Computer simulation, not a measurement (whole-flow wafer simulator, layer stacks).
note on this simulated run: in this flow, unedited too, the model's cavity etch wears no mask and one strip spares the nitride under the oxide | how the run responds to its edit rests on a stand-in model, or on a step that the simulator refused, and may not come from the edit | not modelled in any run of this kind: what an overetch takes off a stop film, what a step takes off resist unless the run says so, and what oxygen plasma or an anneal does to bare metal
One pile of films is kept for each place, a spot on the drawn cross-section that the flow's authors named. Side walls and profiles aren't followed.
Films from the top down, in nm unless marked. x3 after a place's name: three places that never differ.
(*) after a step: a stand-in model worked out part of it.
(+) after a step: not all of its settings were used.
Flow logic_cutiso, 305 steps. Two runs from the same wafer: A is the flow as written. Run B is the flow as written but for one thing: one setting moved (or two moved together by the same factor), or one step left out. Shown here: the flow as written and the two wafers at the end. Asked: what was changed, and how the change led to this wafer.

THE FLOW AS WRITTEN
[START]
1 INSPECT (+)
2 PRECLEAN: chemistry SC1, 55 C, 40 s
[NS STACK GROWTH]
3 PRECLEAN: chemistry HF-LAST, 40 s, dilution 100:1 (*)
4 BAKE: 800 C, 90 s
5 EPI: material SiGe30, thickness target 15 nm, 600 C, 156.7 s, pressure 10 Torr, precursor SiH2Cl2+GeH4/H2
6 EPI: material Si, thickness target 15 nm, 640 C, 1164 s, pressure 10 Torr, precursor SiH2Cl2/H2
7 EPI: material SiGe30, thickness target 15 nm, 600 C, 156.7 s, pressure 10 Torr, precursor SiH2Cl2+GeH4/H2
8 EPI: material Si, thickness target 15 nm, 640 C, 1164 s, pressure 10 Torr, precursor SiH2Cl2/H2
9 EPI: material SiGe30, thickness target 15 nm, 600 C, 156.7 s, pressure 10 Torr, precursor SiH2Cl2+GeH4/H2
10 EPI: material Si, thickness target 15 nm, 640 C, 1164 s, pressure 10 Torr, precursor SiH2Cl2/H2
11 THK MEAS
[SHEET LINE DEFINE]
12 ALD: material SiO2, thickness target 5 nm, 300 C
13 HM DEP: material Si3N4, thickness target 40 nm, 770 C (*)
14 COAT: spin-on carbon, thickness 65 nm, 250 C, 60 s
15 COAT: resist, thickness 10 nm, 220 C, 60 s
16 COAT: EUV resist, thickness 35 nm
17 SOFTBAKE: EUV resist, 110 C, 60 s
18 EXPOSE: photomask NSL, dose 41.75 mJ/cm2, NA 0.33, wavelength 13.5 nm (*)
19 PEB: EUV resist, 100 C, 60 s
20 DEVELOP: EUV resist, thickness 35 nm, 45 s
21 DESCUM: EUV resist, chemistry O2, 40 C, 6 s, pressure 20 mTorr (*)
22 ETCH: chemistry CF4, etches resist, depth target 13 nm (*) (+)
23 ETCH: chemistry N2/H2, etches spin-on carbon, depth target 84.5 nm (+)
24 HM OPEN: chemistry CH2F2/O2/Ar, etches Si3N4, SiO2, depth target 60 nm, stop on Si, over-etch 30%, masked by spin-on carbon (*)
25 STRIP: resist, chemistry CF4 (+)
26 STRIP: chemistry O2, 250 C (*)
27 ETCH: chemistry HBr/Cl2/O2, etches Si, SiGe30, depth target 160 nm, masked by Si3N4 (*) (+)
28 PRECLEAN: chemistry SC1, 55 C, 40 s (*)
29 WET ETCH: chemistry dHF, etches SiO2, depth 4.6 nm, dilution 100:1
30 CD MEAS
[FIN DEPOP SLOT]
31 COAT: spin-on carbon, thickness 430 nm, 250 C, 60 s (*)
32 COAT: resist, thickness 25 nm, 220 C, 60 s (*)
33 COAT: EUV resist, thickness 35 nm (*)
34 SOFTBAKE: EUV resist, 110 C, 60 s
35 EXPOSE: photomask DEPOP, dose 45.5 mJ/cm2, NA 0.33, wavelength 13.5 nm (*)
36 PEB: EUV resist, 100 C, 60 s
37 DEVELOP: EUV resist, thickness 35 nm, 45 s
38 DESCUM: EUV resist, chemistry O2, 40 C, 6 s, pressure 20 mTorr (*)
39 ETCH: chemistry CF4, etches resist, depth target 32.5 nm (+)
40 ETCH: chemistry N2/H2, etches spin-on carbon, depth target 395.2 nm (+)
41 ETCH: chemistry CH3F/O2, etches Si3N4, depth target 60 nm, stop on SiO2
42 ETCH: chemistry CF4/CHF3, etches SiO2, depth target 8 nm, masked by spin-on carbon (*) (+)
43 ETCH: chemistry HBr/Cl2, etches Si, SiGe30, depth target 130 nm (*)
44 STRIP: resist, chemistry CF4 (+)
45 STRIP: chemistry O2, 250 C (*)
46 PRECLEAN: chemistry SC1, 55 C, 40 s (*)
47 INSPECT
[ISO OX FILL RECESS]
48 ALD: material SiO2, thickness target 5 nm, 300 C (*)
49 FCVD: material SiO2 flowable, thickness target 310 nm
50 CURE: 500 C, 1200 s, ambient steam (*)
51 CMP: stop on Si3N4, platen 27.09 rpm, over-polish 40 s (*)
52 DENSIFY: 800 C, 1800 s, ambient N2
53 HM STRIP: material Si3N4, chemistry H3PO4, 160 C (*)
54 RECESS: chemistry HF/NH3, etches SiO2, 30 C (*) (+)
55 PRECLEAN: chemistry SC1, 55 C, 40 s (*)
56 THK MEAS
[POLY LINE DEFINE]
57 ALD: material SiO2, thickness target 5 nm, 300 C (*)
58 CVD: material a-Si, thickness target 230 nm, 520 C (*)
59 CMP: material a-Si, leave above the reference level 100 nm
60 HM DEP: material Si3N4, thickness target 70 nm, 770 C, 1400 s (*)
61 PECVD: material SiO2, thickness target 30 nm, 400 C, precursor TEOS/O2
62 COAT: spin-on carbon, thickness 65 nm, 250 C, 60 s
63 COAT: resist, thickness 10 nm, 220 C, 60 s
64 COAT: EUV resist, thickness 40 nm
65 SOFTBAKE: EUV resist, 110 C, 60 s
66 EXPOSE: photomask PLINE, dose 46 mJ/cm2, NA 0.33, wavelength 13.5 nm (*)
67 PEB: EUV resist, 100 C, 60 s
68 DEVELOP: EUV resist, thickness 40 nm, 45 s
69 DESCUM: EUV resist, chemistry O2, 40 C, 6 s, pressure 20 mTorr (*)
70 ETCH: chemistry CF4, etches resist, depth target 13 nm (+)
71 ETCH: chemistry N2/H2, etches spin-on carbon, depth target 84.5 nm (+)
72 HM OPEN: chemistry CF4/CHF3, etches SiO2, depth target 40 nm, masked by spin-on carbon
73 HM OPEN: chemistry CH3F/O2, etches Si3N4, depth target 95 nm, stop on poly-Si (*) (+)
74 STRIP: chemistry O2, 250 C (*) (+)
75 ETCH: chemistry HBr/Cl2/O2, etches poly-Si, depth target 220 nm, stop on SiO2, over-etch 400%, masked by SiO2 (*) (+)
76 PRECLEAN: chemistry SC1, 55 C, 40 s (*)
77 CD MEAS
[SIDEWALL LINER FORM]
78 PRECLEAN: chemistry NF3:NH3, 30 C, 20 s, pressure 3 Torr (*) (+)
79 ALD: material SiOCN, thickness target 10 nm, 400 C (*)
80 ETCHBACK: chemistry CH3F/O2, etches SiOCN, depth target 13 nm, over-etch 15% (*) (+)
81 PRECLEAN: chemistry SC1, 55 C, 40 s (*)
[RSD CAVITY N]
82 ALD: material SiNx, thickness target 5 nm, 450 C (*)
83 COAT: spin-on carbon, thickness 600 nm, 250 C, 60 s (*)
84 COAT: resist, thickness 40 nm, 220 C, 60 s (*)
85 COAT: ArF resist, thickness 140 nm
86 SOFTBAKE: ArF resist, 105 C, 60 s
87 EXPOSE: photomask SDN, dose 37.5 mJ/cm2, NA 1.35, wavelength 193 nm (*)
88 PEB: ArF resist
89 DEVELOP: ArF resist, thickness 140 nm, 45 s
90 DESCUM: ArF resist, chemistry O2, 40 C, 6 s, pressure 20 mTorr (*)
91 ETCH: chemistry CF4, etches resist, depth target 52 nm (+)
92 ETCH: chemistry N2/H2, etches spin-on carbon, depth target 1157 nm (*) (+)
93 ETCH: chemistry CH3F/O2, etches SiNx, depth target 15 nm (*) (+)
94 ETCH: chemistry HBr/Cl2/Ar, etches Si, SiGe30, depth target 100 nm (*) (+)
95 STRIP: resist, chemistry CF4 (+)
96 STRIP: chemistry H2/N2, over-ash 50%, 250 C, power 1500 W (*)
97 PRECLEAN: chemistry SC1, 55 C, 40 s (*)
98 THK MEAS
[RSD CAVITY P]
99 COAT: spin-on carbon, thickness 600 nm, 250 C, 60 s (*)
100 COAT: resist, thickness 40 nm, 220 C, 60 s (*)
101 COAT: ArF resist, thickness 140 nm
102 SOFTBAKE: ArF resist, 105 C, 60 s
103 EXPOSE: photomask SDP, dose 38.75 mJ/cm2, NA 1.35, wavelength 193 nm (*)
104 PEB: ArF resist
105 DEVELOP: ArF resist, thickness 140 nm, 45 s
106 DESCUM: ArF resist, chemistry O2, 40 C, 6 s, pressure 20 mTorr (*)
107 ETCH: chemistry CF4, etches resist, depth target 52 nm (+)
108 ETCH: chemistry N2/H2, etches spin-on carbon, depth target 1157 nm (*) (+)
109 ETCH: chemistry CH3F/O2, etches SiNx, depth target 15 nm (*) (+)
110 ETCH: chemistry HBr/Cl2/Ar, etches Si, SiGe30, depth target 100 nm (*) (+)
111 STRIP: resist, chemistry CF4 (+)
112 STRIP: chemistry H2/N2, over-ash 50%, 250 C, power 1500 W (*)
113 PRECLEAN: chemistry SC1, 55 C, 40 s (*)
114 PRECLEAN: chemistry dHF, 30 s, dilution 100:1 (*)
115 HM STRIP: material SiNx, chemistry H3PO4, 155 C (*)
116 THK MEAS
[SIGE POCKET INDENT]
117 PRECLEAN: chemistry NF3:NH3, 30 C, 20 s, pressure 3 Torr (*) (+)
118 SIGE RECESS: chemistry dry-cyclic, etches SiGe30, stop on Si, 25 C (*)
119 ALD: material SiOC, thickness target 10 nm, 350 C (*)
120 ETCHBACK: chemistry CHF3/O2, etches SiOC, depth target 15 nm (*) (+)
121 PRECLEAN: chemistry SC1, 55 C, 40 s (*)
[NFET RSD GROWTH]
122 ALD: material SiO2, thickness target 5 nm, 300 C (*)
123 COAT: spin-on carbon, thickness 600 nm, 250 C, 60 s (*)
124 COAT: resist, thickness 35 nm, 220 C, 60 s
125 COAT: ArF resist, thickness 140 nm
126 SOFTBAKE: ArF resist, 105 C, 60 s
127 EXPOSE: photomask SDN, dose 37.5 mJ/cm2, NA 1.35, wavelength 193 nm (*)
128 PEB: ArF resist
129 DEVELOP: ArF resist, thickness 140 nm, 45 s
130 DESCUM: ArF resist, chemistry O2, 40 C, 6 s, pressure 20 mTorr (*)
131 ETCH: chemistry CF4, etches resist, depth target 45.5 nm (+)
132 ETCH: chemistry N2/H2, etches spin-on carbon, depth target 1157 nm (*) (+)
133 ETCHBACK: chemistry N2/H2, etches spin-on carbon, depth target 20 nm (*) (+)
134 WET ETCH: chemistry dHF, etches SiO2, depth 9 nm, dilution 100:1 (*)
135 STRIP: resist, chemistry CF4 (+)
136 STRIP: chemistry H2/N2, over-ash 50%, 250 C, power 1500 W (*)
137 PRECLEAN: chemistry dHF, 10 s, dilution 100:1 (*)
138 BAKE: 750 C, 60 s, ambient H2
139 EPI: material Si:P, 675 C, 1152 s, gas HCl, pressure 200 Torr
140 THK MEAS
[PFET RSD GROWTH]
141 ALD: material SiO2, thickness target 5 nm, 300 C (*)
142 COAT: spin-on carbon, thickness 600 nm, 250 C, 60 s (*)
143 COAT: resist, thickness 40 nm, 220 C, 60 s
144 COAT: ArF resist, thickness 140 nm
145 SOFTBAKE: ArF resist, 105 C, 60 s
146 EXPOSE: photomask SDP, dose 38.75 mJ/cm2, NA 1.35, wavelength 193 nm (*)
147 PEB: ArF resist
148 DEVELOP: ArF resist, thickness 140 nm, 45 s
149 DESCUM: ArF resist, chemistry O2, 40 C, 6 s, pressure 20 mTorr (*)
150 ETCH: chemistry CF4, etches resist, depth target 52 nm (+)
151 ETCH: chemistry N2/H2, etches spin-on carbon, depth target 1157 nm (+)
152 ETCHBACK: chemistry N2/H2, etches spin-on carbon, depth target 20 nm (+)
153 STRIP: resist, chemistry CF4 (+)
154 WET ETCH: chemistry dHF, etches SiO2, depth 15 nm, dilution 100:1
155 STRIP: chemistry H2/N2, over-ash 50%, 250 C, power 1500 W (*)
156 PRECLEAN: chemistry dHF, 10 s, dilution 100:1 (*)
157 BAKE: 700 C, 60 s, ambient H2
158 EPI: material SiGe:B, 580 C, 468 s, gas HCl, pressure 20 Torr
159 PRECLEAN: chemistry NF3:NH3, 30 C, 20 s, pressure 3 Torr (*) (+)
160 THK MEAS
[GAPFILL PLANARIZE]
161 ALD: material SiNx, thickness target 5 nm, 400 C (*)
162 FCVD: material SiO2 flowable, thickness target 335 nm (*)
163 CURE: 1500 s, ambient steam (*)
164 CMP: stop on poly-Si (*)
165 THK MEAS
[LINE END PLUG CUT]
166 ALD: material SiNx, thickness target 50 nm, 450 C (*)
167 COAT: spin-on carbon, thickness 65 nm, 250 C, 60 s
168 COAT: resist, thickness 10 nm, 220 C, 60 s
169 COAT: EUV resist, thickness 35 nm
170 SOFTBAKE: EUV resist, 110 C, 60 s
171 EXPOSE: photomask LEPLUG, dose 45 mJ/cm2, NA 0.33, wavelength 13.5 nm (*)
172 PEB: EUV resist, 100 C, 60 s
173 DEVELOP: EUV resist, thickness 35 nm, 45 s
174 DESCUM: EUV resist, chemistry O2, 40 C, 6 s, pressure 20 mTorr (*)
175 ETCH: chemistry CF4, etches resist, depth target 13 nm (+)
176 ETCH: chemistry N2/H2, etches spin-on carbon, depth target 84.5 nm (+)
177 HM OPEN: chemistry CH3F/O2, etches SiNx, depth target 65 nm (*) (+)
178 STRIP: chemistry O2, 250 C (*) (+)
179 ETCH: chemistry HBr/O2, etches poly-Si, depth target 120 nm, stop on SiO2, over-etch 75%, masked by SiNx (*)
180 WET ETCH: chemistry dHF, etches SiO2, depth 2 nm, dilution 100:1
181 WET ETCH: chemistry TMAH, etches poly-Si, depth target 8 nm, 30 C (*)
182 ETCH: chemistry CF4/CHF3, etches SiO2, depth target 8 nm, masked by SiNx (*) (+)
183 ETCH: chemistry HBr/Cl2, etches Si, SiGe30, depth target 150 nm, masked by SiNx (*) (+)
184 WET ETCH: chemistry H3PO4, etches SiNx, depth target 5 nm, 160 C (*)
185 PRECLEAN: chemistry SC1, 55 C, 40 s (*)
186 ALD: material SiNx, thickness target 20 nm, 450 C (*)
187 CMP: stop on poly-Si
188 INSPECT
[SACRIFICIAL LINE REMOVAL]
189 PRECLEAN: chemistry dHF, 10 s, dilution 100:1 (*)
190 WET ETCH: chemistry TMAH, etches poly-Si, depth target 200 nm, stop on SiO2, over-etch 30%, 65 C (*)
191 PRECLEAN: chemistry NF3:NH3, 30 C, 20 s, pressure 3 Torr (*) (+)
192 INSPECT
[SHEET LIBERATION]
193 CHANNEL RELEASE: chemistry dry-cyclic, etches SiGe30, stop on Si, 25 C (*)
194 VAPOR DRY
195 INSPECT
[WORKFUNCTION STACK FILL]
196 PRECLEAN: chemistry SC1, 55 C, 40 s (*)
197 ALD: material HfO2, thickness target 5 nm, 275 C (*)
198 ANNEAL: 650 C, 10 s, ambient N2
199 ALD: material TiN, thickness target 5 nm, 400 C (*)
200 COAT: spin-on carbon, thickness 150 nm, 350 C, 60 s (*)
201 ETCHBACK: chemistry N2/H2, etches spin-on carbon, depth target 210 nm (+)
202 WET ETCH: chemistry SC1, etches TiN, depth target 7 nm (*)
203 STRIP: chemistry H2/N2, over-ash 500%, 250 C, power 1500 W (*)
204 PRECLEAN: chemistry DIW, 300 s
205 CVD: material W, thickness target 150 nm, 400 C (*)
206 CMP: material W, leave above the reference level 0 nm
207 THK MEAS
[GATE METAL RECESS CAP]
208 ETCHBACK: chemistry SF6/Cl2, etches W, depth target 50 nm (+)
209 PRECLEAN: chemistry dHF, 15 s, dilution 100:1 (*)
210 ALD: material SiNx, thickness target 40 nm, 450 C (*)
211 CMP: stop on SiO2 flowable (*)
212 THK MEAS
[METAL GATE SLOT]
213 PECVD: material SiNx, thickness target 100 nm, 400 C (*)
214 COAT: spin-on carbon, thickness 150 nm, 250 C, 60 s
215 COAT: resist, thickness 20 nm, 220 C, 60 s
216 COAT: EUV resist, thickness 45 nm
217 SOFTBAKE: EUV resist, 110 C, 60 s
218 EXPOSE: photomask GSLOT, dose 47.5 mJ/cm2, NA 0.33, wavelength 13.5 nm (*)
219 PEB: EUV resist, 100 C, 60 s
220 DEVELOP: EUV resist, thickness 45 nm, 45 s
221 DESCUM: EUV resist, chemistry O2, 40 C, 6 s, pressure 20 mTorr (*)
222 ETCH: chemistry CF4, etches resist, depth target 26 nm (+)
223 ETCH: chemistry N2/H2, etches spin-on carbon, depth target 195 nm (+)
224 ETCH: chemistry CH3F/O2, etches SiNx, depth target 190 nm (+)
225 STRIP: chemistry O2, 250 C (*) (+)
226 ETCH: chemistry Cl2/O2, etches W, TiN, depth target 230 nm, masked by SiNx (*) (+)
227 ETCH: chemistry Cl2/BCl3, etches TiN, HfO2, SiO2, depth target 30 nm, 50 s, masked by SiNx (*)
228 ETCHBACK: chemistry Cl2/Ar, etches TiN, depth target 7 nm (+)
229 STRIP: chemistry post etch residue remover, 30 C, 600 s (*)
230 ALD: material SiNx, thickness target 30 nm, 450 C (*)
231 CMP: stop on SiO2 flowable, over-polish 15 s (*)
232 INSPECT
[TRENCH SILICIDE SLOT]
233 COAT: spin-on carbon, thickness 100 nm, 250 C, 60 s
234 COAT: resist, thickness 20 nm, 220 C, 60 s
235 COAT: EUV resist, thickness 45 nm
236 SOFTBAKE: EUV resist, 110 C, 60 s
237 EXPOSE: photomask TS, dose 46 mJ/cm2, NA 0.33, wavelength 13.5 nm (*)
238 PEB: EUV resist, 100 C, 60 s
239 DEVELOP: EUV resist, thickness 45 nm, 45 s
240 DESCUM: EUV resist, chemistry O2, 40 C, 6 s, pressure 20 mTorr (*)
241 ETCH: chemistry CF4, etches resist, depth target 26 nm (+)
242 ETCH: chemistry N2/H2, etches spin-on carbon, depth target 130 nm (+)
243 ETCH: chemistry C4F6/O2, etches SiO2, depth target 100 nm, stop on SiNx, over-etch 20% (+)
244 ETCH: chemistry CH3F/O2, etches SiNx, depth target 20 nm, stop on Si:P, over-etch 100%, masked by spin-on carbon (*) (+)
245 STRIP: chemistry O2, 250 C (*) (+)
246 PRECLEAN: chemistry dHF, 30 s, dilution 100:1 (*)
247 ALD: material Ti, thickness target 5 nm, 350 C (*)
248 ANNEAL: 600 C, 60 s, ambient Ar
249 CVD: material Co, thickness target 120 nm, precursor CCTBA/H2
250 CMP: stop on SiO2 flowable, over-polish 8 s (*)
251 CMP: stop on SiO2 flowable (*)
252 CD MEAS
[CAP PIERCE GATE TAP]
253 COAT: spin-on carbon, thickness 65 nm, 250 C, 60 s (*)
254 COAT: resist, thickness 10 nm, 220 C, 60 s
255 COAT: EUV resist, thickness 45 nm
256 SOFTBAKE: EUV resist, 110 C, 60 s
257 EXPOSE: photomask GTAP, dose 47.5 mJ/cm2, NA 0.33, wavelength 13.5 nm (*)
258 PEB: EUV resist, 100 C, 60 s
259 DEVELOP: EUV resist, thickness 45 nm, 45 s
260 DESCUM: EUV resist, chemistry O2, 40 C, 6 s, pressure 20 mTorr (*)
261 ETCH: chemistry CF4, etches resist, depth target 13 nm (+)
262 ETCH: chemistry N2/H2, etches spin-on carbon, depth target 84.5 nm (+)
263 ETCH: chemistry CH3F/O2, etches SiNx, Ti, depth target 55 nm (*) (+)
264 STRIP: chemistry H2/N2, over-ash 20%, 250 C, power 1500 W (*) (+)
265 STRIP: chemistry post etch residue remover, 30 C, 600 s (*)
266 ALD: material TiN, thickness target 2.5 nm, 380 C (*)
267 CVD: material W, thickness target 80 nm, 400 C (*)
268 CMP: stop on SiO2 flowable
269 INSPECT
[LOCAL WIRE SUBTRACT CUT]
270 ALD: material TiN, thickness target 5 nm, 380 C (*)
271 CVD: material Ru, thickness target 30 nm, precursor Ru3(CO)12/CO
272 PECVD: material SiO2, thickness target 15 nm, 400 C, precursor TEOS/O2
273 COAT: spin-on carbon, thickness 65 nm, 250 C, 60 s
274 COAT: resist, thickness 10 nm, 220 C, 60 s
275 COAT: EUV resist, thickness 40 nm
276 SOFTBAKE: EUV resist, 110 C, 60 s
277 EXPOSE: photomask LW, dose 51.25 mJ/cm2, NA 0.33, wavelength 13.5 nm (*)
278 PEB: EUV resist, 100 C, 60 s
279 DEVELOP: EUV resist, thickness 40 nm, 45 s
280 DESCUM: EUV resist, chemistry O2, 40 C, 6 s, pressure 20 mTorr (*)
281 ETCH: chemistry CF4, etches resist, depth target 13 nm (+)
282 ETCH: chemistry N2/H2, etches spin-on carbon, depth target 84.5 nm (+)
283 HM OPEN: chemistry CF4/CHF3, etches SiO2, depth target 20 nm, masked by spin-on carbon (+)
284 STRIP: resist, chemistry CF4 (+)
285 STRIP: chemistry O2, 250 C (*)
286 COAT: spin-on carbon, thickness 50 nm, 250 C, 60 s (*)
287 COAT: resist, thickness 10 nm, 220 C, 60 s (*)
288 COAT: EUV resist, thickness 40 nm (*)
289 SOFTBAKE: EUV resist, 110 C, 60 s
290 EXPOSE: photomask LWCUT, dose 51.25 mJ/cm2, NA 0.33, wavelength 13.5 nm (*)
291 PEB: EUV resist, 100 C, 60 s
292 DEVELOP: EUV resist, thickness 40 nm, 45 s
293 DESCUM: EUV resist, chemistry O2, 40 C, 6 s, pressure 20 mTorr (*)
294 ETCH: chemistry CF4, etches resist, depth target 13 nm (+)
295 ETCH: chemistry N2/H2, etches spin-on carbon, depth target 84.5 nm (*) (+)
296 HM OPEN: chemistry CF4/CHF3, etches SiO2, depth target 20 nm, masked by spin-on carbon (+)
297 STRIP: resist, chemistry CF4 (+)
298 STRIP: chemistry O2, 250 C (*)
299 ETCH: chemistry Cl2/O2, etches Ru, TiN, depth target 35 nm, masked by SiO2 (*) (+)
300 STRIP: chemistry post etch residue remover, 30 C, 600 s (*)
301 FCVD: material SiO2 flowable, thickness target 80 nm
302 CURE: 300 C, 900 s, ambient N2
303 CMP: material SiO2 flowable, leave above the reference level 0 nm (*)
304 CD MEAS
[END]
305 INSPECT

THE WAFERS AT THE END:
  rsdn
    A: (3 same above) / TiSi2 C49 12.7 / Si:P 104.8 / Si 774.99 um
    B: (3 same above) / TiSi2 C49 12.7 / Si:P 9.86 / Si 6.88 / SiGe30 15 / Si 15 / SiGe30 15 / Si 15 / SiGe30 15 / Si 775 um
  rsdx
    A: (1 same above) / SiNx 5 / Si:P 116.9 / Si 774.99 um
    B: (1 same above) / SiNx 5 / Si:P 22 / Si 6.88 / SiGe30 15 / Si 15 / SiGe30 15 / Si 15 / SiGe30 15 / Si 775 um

The cause: step 93, ETCH: chemistry CH3F/O2, etches SiNx, depth target 15 nm (*) (+), was left out.

How the change led to this, step by step:
  94 ETCH: chemistry HBr/Cl2/Ar, etches Si, SiGe30, depth target 100 nm (*) (+)
      rsdn, rsdx: A chemical SiO2 -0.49 (all of it), Si -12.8 (all of it), SiGe30 -15 (all of it), Si -15 (all of it), SiGe30 -15 (all of it), Si -15 (all of it), SiGe30 -15 (all of it), Si -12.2 | B nothing
  95 STRIP: resist, chemistry CF4 (+)
      gl, gxn, tap: A nothing | B SiNx -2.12 (all of it)
      lnr, lnrt: A nothing | B SiNx -2.15 (all of it)
      (and at 17 more places)
  99 COAT: spin-on carbon, thickness 600 nm, 250 C, 60 s (*)
      gl, gxn: A spin-on carbon +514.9 (new film) | B spin-on carbon +531.9 (new film)
      glp, gxp: A spin-on carbon +509.9 (new film) | B spin-on carbon +526.9 (new film)
      (and at 13 more places)
  108 ETCH: chemistry N2/H2, etches spin-on carbon, depth target 1157 nm (*) (+)
      depop, dpovl, gfld and 14 more: A ArF resist -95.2 (all of it), resist -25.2 | B ArF resist -95.2 (all of it), resist -26.1
      glp, gxp: A spin-on carbon -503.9 (all of it), SiNx -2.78 | B spin-on carbon -520.9 (all of it), SiNx -2.87
      (and at 3 more places)
  111 STRIP: resist, chemistry CF4 (+)
      depop, dpovl, gfld and 6 more: A resist -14 (all of it) | B resist -13.1 (all of it)
      gl, gxf, gxn, lnr, lnrt, rsdn, rsdx: A resist -14.1 (all of it) | B resist -13.1 (all of it)
      (and at 1 more place)
  112 STRIP: chemistry H2/N2, over-ash 50%, 250 C, power 1500 W (*)
      gl, gxn: A spin-on carbon -514.9 (all of it) | B spin-on carbon -531.9 (all of it)
      lnr, lnrt: A spin-on carbon -517.6 (all of it) | B spin-on carbon -534.1 (all of it)
      (and at 8 more places)
  120 ETCHBACK: chemistry CHF3/O2, etches SiOC, depth target 15 nm (*) (+)
      rsdn, rsdx: A SiOC -10 (all of it) | B SiOC -10 (all of it), Si -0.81
      gxn: A SiOC -11 (all of it), SiO2 -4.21 (all of it) | B SiOC -11.2 (all of it), SiO2 -3.79
  122 ALD: material SiO2, thickness target 5 nm, 300 C (*)
      gxn: A SiO2 +6.76 (new film) | B SiO2 +6.82
  123 COAT: spin-on carbon, thickness 600 nm, 250 C, 60 s (*)
      gfld, gxf, lnrp, plug: A spin-on carbon +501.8 (new film) | B spin-on carbon +514.9 (new film)
      gl, glp, tap: A spin-on carbon +507 (new film) | B spin-on carbon +520.1 (new film)
      (and at 7 more places)
  132 ETCH: chemistry N2/H2, etches spin-on carbon, depth target 1157 nm (*) (+)
      rsdn, rsdx: A spin-on carbon -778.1 (all of it) | B spin-on carbon -691.9 (all of it), SiO2 -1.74
      gl, tap: A spin-on carbon -501.7 (all of it), SiO2 -5 (all of it), Si3N4 -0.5 | B spin-on carbon -514.8 (all of it), SiO2 -5 (all of it), Si3N4 -0.3
      (and at 3 more places)
  133 ETCHBACK: chemistry N2/H2, etches spin-on carbon, depth target 20 nm (*) (+)
      gxn: A SiO2 -0.7 (all of it), Si3N4 -0.21 | B SiO2 -1.16
  134 WET ETCH: chemistry dHF, etches SiO2, depth 9 nm, dilution 100:1 (*)
      gxn: A Si3N4 -0.34 | B SiO2 -0.55 (all of it), Si3N4 -0.24
      rsdn, rsdx: A SiO2 -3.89 (all of it), chemical SiO2 -0.49 (all of it) | B SiO2 -2.14 (all of it), chemical SiO2 -0.49 (all of it)
  135 STRIP: resist, chemistry CF4 (+)
      rsdn, rsdx: A nothing | B Si -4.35
  136 STRIP: chemistry H2/N2, over-ash 50%, 250 C, power 1500 W (*)
      gfld, gxf, lnrp, plug: A spin-on carbon -501.8 (all of it) | B spin-on carbon -514.9 (all of it)
      glp: A spin-on carbon -507 (all of it) | B spin-on carbon -520.1 (all of it)
      (and at 2 more places)
  139 EPI: material Si:P, 675 C, 1152 s, gas HCl, pressure 200 Torr
      rsdn, rsdx: A Si:P +116.9 (new film) | B Si:P +22 (new film)
  141 ALD: material SiO2, thickness target 5 nm, 300 C (*)
      gxn: A SiO2 +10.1 (new film) | B SiO2 +10.8 (new film)
  164 CMP: stop on poly-Si (*)
      gxn: A SiO2 flowable -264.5 (all of it), SiNx -5 (all of it), SiO2 -1.12 (all of it), Si3N4 -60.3 (all of it) | B SiO2 flowable -263.8 (all of it), SiNx -5 (all of it), SiO2 -1.81 (all of it), Si3N4 -60.5 (all of it)
